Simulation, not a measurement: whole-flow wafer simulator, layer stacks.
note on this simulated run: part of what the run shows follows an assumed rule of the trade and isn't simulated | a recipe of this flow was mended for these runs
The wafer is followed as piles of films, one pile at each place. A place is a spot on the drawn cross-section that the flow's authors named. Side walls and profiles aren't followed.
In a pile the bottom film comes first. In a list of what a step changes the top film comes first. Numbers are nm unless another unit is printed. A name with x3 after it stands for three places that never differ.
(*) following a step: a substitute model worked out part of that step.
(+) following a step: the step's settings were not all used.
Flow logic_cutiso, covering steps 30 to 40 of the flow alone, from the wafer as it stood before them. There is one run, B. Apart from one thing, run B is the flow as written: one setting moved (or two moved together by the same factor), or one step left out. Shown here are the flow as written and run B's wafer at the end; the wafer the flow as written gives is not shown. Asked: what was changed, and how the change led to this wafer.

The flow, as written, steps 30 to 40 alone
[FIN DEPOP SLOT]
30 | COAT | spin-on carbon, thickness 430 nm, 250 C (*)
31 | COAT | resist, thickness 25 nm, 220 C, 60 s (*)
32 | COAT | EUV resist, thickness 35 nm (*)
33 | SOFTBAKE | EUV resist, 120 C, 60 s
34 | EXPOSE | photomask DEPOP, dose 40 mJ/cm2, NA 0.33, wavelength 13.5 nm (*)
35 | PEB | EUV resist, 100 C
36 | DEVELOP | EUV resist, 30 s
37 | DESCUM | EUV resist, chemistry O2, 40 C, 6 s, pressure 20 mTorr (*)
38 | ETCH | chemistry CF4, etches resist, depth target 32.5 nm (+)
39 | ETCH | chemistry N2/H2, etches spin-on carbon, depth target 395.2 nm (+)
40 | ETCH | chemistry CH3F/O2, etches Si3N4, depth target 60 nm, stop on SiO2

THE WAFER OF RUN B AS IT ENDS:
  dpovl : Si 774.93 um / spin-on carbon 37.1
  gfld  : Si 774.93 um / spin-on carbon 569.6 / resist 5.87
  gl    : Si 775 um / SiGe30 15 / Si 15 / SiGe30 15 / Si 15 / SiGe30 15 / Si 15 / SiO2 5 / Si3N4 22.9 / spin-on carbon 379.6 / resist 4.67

Cause: step 39, ETCH: depth target 452.1 nm was run, though the flow has depth target 395.2 nm.

How this came from the change, step by step:
  39 | ETCH | chemistry N2/H2, etches spin-on carbon, depth target 395.2 nm (+)
      gl, glp, gxp and 10 more: -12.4 EUV resist (all of it), -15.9 resist (in the flow as written it would be: -12.4 EUV resist (all of it), -13.9 resist)
      gfld, gxf, gxn, iso, lnr, lnri, rsdx: -12.5 EUV resist (all of it), -15.9 resist (in the flow as written it would be: -12.5 EUV resist (all of it), -13.9 resist)
      (as well as at 2 more places)
  40 | ETCH | chemistry CH3F/O2, etches Si3N4, depth target 60 nm, stop on SiO2
      depop: -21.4 Si3N4 (all of it), -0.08 SiO2 (in the flow as written it would be: -22 Si3N4 (all of it), -0.08 SiO2)
